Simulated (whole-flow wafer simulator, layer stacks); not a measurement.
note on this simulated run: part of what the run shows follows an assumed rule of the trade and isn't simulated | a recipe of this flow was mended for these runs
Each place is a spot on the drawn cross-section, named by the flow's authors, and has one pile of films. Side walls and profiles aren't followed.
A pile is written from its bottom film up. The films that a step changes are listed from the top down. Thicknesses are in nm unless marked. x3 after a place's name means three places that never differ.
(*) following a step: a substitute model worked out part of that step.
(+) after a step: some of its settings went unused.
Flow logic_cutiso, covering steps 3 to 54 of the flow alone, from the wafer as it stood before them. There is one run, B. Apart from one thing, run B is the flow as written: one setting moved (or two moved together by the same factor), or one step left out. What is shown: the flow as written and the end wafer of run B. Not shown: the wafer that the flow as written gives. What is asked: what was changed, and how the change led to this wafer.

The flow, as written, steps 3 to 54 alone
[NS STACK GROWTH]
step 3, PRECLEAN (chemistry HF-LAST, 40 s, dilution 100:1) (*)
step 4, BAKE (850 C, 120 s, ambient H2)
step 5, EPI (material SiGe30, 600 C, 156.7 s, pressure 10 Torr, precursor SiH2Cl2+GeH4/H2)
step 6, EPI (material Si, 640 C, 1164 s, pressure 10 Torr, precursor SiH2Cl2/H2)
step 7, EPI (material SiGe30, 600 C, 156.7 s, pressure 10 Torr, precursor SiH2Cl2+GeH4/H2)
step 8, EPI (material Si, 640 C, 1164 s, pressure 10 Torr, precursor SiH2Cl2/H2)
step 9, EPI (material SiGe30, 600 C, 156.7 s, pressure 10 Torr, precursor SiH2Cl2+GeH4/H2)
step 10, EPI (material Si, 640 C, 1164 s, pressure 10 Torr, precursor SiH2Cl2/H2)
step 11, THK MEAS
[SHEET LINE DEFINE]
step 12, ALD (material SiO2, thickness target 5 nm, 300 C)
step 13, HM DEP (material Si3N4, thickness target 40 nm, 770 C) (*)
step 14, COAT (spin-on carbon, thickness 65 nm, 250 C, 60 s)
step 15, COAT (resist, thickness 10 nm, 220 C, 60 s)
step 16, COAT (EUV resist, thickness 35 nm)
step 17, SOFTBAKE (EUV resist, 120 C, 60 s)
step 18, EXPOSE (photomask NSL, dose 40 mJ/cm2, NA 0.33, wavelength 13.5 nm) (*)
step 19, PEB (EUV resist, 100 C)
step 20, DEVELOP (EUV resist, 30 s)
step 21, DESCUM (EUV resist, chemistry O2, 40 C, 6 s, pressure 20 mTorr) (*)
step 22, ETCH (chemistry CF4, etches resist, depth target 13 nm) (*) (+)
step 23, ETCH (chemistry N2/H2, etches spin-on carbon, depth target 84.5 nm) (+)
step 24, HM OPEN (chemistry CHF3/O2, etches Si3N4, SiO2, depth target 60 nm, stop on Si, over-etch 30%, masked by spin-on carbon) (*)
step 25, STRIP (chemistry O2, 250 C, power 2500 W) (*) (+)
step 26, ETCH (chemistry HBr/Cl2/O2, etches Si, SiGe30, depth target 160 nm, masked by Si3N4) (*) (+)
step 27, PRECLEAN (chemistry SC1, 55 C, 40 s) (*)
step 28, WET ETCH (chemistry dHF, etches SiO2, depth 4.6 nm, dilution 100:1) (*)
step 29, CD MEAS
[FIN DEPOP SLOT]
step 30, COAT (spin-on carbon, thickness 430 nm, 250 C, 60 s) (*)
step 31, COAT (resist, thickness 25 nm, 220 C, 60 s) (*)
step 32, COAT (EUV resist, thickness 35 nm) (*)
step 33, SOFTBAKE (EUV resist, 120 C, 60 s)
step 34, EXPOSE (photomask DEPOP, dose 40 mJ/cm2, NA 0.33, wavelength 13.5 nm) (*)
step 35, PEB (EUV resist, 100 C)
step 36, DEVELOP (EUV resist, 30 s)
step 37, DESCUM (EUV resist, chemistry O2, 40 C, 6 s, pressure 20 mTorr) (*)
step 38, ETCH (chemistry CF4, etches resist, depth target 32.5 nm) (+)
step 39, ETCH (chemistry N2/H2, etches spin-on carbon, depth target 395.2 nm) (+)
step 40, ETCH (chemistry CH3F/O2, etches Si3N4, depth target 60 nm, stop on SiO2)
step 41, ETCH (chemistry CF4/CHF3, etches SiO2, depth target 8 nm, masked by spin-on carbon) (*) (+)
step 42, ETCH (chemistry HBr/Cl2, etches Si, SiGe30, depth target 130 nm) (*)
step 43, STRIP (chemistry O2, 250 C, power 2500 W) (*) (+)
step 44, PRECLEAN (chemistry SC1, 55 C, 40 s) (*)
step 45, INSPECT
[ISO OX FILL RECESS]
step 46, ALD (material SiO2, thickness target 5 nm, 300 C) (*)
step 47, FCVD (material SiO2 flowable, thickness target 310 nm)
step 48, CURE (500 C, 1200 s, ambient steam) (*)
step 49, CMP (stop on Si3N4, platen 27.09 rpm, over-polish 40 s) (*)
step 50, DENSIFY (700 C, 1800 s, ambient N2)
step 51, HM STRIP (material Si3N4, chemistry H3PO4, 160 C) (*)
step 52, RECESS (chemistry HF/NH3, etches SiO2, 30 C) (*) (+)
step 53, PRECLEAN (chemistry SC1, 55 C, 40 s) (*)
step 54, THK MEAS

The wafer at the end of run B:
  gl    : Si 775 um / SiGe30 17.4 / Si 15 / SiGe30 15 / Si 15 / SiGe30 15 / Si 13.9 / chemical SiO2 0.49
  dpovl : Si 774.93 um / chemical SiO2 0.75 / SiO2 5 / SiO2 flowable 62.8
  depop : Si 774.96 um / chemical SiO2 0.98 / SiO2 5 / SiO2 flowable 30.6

The reason: step 5, EPI: 181.8 s was run, while the flow as written has 156.7 s.

How this came from the change, step by step:
  step 5, EPI (material SiGe30, 600 C, 156.7 s, pressure 10 Torr, precursor SiH2Cl2+GeH4/H2)
      depop, dpovl, gfld and 19 more: SiGe30 gains 17.4 (new film) (it would be, as written: SiGe30 gains 15 (new film))
  step 26, ETCH (chemistry HBr/Cl2/O2, etches Si, SiGe30, depth target 160 nm, masked by Si3N4) (*) (+)
      dpovl, gfld, gxf, iso, isow, lnri, nsgap: chemical SiO2 loses 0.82 (all of it), Si loses 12 (all of it), SiGe30 loses 15 (all of it), Si loses 15 (all of it), SiGe30 loses 15 (all of it), Si loses 15 (all of it), SiGe30 loses 17.4 (all of it), Si loses 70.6 (it would be, as written: chemical SiO2 loses 0.82 (all of it), Si loses 12 (all of it), SiGe30 loses 15 (all of it), Si loses 15 (all of it), SiGe30 loses 15 (all of it), Si loses 15 (all of it), SiGe30 loses 15 (all of it), Si loses 73)
  step 42, ETCH (chemistry HBr/Cl2, etches Si, SiGe30, depth target 130 nm) (*)
      depop: Si loses 13.8 (all of it), SiGe30 loses 15 (all of it), Si loses 15 (all of it), SiGe30 loses 15 (all of it), Si loses 15 (all of it), SiGe30 loses 17.4 (all of it), Si loses 38.8 (it would be, as written: Si loses 13.8 (all of it), SiGe30 loses 15 (all of it), Si loses 15 (all of it), SiGe30 loses 15 (all of it), Si loses 15 (all of it), SiGe30 loses 15 (all of it), Si loses 41.2)
